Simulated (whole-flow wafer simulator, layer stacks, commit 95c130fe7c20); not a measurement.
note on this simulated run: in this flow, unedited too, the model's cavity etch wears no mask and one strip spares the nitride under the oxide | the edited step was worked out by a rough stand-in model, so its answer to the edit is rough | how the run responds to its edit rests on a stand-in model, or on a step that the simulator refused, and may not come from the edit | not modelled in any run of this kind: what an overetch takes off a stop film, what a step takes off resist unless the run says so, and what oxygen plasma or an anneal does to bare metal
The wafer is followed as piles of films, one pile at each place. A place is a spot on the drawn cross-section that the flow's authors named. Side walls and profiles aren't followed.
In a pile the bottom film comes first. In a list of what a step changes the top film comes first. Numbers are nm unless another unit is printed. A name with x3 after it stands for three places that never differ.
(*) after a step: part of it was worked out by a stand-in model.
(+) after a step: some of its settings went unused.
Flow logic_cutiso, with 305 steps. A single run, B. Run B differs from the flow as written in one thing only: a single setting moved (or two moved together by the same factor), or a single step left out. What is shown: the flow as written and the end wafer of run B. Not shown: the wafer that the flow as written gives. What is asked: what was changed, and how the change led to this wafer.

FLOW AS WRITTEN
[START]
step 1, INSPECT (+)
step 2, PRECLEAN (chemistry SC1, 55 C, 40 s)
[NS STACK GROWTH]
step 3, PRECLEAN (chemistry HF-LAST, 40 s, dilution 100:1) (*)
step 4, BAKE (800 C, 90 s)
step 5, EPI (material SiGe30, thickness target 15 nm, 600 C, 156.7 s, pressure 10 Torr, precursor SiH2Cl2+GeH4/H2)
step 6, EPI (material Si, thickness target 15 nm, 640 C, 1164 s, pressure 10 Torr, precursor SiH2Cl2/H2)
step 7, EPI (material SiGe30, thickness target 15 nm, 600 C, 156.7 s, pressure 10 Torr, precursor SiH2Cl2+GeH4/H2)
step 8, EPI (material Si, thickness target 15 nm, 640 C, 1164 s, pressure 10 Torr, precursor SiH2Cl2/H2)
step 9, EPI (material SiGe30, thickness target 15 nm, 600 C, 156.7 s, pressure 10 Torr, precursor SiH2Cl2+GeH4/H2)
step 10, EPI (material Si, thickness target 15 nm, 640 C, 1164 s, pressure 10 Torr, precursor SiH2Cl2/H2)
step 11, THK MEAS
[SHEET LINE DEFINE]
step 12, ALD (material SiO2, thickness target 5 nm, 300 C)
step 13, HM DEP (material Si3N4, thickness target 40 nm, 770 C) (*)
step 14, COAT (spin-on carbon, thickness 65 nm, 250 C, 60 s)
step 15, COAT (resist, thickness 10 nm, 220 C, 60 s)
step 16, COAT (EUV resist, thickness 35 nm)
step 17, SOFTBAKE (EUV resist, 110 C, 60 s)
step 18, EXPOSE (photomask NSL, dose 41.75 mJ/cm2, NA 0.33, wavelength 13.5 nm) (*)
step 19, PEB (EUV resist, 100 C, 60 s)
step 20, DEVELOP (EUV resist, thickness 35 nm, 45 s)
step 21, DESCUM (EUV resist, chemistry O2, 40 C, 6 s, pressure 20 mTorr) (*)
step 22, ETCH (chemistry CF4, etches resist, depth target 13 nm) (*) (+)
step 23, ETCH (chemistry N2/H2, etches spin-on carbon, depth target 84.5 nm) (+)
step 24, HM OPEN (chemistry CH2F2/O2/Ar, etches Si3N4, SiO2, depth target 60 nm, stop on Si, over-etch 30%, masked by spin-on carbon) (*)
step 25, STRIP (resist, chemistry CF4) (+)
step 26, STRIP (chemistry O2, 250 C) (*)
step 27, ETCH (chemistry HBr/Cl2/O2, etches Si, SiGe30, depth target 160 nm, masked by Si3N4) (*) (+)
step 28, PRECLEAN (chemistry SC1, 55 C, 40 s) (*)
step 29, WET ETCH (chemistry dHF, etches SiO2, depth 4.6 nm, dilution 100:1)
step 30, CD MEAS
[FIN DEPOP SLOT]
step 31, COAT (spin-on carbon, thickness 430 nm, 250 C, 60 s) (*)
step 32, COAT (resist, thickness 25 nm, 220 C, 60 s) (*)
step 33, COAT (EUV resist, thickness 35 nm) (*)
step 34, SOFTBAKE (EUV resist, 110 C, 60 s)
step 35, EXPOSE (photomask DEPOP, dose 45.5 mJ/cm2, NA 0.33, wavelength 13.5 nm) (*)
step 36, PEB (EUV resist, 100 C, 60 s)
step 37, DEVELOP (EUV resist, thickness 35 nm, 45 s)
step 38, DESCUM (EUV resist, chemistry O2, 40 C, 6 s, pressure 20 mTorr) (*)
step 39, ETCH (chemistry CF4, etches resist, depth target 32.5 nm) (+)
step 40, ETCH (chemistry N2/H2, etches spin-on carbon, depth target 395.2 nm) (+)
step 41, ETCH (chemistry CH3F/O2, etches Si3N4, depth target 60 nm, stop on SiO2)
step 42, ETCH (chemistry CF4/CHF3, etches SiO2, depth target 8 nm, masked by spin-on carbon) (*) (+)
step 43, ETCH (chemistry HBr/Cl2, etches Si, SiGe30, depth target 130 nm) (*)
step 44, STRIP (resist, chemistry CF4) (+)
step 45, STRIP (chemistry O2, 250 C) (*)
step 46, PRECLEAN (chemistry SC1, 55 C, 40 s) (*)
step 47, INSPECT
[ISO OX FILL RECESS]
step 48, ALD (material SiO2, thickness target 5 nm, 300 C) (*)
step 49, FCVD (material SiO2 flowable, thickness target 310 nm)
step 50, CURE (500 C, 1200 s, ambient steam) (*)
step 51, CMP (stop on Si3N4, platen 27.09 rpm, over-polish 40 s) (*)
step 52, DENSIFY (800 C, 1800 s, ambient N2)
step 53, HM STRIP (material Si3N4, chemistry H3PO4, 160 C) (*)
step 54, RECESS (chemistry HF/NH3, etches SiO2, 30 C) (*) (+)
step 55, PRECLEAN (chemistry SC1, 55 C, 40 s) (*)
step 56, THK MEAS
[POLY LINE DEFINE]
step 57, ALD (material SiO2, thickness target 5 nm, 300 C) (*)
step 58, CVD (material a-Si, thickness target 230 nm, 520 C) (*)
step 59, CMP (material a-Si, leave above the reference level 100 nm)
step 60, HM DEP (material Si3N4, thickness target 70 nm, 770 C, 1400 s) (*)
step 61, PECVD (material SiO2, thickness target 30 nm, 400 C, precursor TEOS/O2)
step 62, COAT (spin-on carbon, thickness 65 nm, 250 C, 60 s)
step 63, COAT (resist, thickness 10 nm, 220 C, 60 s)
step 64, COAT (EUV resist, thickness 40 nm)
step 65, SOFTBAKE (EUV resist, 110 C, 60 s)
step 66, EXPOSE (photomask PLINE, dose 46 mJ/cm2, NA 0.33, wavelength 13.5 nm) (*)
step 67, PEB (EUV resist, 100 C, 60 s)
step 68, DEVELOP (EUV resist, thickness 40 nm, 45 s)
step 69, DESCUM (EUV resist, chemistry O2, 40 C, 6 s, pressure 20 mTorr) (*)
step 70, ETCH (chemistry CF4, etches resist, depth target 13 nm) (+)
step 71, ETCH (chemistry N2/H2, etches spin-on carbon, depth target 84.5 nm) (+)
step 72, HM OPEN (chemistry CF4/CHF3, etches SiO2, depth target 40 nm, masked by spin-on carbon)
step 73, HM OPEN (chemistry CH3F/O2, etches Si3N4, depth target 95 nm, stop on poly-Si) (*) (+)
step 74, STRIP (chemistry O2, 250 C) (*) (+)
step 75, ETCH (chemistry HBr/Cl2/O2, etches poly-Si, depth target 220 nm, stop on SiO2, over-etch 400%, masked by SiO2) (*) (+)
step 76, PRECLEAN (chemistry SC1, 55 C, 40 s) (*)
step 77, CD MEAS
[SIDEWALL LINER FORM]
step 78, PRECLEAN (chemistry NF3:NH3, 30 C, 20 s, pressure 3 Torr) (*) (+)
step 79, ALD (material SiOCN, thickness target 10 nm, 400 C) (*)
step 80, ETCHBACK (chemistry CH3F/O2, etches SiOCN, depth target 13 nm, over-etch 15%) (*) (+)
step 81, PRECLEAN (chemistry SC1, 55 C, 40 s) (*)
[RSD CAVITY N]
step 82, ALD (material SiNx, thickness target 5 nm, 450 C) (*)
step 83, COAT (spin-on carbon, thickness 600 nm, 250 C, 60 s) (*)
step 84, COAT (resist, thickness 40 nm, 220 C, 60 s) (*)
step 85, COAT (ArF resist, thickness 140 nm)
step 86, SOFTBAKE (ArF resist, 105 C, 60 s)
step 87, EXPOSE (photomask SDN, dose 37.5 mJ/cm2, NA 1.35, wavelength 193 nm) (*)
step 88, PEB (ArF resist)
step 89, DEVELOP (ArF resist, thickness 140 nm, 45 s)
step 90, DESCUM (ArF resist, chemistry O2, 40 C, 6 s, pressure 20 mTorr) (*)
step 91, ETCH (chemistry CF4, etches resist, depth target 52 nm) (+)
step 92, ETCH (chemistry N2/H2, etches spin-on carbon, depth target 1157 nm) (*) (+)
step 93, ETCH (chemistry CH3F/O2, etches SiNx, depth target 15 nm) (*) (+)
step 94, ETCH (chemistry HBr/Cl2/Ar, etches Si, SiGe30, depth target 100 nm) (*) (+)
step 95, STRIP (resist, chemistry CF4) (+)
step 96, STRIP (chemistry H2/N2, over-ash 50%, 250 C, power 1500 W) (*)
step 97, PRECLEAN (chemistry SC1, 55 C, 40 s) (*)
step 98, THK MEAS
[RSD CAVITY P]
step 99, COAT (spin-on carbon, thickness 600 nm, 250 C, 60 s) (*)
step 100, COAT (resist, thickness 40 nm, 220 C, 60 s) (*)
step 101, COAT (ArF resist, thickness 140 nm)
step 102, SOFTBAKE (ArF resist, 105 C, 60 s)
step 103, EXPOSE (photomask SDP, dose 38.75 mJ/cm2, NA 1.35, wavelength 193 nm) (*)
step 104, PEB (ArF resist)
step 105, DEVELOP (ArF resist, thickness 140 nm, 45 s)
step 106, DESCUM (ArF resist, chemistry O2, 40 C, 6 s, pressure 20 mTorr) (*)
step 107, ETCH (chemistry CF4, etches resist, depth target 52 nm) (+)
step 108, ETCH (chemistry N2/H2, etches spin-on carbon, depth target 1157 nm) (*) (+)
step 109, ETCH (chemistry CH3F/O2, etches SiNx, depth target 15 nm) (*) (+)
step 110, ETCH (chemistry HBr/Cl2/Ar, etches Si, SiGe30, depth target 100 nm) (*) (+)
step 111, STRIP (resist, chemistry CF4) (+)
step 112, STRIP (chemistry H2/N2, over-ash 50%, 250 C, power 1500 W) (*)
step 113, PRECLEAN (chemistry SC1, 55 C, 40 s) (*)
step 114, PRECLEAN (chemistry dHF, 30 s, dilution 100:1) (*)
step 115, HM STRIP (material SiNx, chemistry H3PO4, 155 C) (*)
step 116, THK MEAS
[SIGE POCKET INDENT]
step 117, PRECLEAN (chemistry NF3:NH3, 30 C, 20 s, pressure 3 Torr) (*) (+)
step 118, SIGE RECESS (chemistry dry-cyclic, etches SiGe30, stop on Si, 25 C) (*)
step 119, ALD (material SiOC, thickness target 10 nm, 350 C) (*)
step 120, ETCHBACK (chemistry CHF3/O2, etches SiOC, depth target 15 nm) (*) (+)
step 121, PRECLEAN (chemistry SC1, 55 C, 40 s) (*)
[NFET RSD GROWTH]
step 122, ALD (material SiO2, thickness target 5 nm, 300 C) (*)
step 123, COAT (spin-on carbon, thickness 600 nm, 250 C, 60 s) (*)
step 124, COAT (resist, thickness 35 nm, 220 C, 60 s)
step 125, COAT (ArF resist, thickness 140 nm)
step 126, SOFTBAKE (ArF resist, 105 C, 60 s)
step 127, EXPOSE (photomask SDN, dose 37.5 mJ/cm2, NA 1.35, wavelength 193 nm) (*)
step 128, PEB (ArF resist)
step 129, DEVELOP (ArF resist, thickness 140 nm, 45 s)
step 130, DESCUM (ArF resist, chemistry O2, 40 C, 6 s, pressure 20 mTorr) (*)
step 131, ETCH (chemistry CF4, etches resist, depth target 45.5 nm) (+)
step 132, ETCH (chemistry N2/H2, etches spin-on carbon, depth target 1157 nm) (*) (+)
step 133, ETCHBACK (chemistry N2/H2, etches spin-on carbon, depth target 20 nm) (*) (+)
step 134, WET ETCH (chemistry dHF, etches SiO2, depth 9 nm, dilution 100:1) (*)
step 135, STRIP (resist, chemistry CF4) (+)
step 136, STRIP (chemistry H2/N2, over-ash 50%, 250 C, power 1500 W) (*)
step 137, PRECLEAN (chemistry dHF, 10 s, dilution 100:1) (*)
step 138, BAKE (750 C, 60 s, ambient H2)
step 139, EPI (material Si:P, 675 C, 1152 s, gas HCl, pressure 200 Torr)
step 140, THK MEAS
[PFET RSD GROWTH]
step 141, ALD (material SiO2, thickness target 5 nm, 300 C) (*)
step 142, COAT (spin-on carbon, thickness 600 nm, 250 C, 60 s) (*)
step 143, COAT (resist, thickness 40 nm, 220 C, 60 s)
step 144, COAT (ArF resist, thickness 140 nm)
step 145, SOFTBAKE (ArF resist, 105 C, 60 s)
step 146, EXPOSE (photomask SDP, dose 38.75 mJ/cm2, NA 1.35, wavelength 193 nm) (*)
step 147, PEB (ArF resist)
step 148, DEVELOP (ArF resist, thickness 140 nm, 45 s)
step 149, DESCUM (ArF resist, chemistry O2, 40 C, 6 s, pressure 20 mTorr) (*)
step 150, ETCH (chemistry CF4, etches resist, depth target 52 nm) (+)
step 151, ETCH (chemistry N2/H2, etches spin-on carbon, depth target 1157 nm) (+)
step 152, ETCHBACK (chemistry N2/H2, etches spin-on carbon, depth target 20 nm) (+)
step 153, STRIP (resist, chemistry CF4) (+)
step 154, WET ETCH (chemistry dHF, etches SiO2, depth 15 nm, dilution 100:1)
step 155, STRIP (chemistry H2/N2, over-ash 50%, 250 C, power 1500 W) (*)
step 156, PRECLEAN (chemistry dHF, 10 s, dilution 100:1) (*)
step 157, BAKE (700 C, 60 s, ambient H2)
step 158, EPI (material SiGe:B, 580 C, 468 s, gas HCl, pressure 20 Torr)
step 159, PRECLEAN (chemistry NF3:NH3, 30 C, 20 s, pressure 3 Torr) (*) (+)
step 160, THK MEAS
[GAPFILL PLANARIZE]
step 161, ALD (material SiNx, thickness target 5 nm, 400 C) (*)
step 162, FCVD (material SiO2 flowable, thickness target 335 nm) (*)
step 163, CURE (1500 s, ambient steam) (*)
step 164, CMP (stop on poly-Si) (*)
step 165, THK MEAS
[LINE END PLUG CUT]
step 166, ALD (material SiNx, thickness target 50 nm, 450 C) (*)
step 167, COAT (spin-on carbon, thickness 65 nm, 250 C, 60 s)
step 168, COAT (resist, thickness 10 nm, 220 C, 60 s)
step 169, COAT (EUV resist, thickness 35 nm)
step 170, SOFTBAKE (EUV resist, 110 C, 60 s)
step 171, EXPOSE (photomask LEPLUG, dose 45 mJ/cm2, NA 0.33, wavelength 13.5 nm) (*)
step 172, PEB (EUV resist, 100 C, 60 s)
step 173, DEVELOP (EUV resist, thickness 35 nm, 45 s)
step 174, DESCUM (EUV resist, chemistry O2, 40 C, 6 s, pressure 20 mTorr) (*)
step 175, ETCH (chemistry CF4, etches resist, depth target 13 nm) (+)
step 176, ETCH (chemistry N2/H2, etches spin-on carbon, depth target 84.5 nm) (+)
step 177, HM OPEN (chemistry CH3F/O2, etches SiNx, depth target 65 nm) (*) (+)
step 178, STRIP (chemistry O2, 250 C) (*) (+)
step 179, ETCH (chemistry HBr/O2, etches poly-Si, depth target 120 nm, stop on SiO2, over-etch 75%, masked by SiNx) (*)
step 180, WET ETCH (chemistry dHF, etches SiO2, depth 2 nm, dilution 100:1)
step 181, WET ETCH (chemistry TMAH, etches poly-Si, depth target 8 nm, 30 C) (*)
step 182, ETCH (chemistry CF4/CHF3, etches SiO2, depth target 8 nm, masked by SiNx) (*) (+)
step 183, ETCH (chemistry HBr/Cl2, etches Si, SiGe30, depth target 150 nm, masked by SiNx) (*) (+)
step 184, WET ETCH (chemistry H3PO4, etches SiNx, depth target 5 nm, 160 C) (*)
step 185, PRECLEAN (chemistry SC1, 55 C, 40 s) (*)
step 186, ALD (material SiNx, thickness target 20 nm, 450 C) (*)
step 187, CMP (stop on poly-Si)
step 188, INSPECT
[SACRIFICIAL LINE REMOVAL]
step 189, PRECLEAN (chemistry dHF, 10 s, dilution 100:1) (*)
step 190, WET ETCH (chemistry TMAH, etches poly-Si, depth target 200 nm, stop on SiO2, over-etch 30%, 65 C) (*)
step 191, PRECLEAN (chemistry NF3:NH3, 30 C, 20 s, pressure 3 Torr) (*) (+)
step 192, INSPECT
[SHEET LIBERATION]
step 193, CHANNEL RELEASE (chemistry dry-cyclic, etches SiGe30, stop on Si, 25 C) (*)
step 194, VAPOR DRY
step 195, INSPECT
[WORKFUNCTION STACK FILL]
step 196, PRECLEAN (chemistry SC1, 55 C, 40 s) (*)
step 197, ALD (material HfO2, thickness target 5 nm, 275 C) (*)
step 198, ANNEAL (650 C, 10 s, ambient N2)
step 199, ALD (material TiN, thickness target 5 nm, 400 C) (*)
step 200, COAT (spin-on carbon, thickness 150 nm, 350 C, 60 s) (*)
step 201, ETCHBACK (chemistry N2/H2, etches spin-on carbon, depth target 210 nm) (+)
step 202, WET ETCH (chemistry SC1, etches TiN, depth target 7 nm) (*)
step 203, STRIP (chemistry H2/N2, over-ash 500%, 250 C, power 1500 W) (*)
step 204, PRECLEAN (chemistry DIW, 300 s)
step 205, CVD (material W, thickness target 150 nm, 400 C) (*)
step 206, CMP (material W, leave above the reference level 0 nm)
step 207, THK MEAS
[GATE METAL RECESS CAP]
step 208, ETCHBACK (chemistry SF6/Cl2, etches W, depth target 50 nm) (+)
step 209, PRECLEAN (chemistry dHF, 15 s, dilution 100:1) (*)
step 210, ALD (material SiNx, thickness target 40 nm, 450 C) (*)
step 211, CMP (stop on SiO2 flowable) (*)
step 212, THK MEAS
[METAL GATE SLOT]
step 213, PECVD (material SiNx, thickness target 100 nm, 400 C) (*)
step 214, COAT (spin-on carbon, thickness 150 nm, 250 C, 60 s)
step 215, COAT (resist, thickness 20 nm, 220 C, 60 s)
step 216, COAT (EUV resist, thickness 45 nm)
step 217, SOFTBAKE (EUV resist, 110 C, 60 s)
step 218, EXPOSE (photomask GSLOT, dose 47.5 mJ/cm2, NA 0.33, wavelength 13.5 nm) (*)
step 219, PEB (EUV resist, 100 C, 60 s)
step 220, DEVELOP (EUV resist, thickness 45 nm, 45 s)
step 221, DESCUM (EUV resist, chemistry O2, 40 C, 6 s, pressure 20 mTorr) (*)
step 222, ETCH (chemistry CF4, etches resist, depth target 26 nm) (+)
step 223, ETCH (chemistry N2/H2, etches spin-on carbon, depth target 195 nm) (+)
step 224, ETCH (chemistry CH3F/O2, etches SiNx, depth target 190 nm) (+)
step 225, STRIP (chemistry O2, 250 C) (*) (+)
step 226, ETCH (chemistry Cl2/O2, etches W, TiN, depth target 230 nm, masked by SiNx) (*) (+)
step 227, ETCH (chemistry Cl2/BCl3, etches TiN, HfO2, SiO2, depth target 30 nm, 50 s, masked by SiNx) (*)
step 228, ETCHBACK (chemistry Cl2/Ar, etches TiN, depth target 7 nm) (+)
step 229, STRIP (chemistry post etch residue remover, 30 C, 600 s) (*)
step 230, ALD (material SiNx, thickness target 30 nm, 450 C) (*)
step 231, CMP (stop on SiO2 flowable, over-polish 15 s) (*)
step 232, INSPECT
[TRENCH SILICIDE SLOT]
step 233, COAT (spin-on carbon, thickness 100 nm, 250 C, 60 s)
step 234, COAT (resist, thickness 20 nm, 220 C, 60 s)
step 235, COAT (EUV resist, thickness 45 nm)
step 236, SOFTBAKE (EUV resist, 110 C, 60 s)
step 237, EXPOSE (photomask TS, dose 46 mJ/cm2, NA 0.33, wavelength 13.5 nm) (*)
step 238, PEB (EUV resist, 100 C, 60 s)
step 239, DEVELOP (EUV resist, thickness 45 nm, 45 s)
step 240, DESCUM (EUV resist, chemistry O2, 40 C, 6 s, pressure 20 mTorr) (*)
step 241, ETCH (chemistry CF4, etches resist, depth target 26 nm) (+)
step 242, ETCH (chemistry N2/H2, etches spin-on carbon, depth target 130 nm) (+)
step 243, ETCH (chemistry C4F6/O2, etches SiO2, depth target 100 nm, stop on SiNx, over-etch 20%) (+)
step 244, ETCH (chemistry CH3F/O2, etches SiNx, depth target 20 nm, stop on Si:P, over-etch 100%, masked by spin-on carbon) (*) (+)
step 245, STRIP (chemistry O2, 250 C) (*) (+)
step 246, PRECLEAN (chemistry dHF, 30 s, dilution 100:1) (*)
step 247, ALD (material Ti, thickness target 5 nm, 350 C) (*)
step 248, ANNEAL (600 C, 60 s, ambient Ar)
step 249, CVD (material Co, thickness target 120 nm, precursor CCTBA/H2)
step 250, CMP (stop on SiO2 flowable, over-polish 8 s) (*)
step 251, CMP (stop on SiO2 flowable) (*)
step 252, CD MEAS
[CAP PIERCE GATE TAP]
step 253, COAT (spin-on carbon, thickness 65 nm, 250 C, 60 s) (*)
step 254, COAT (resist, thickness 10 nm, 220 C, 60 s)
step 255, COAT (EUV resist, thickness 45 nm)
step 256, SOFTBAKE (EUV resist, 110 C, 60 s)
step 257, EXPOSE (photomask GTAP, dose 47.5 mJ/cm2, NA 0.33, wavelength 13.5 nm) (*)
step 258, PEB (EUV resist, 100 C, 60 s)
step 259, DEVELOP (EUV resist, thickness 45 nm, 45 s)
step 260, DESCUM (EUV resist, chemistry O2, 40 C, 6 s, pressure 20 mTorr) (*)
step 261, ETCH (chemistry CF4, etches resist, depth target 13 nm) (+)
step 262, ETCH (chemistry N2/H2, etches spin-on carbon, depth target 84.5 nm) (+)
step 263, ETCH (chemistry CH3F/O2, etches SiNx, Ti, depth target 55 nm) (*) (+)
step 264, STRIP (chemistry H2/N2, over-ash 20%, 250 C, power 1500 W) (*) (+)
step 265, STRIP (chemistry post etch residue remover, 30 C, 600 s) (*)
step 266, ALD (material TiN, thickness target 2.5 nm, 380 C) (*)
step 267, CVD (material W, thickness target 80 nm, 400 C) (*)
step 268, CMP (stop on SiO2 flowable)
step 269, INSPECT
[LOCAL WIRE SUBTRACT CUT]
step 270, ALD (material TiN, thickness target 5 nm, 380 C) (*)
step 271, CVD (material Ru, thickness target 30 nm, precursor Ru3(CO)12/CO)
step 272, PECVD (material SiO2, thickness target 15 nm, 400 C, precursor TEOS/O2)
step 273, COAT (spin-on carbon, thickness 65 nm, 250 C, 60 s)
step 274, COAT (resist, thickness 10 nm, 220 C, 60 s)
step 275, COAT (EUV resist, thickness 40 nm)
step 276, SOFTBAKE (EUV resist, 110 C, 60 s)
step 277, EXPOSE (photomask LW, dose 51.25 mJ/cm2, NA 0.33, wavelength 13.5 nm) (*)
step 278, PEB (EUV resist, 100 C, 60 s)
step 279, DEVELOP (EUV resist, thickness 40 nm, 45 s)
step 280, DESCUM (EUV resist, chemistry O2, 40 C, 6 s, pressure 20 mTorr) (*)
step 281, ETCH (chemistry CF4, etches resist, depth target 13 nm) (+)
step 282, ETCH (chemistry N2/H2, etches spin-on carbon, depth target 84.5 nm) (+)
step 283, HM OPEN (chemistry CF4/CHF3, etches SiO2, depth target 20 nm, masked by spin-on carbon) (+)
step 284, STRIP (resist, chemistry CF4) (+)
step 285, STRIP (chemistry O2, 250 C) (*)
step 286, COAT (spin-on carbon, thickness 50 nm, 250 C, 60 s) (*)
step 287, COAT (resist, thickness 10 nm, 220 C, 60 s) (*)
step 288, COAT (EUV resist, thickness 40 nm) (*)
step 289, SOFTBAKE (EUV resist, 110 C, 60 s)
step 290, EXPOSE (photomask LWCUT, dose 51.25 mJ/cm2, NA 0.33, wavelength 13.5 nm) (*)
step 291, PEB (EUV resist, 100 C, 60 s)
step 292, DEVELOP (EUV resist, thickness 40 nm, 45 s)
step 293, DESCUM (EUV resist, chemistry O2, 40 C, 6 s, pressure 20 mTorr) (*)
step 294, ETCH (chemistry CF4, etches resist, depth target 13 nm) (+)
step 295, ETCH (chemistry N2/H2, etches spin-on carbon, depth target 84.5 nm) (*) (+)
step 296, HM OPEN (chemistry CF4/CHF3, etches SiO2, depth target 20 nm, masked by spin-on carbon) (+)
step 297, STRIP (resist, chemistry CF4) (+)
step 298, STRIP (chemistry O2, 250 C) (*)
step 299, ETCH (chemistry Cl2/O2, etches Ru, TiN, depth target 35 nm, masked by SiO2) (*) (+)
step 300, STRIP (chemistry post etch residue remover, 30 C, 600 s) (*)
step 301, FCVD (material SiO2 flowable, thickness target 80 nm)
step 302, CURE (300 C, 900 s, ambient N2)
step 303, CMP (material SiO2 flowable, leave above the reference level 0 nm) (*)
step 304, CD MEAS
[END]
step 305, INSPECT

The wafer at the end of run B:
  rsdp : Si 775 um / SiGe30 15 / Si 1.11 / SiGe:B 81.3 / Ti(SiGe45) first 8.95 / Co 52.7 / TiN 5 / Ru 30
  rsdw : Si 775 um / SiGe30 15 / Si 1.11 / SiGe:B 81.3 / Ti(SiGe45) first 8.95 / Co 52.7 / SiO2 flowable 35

What caused this: step 110, ETCH: depth target 70 nm was run, though the flow has depth target 100 nm.

The path from the change to this, step by step:
  step 110, ETCH (chemistry HBr/Cl2/Ar, etches Si, SiGe30, depth target 100 nm) (*) (+)
      rsdp, rsdw: chemical SiO2 loses 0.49 (all of it), Si loses 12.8 (all of it), SiGe30 loses 15 (all of it), Si loses 15 (all of it), SiGe30 loses 15 (all of it), Si loses 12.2 (it would be, as written: chemical SiO2 loses 0.49 (all of it), Si loses 12.8 (all of it), SiGe30 loses 15 (all of it), Si loses 15 (all of it), SiGe30 loses 15 (all of it), Si loses 15 (all of it), SiGe30 loses 15 (all of it), Si loses 12.2)
  step 120, ETCHBACK (chemistry CHF3/O2, etches SiOC, depth target 15 nm) (*) (+)
      rsdp, rsdw: SiOC loses 10 (all of it), Si loses 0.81 (it would be, as written: SiOC loses 10 (all of it))
  step 123, COAT (spin-on carbon, thickness 600 nm, 250 C, 60 s) (*)
      rsdp, rsdw: spin-on carbon gains 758 (new film) (it would be, as written: spin-on carbon gains 783.2 (new film))
  step 136, STRIP (chemistry H2/N2, over-ash 50%, 250 C, power 1500 W) (*)
      rsdp, rsdw: spin-on carbon loses 758 (all of it) (it would be, as written: spin-on carbon loses 783.2 (all of it))
  step 142, COAT (spin-on carbon, thickness 600 nm, 250 C, 60 s) (*)
      rsdp: spin-on carbon gains 780.6 (new film) (it would be, as written: spin-on carbon gains 806.8 (new film))
      rsdw: spin-on carbon gains 780.6 (new film) (it would be, as written: spin-on carbon gains 806.7 (new film))
  step 151, ETCH (chemistry N2/H2, etches spin-on carbon, depth target 1157 nm) (+)
      rsdp, rsdw: spin-on carbon loses 774.6 (all of it), SiO2 loses 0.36 (it would be, as written: spin-on carbon loses 800.8 (all of it))
  step 154, WET ETCH (chemistry dHF, etches SiO2, depth 15 nm, dilution 100:1)
      rsdp: SiO2 loses 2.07 (all of it), chemical SiO2 loses 0.49 (all of it) (it would be, as written: SiO2 loses 2.75 (all of it), chemical SiO2 loses 0.49 (all of it))
      rsdw: SiO2 loses 1.51 (all of it), chemical SiO2 loses 0.49 (all of it) (it would be, as written: SiO2 loses 2.25 (all of it), chemical SiO2 loses 0.49 (all of it))
  step 158, EPI (material SiGe:B, 580 C, 468 s, gas HCl, pressure 20 Torr)
      rsdp, rsdw: SiGe:B gains 87.8 (new film) (it would be, as written: SiGe:B gains 116.8 (new film))
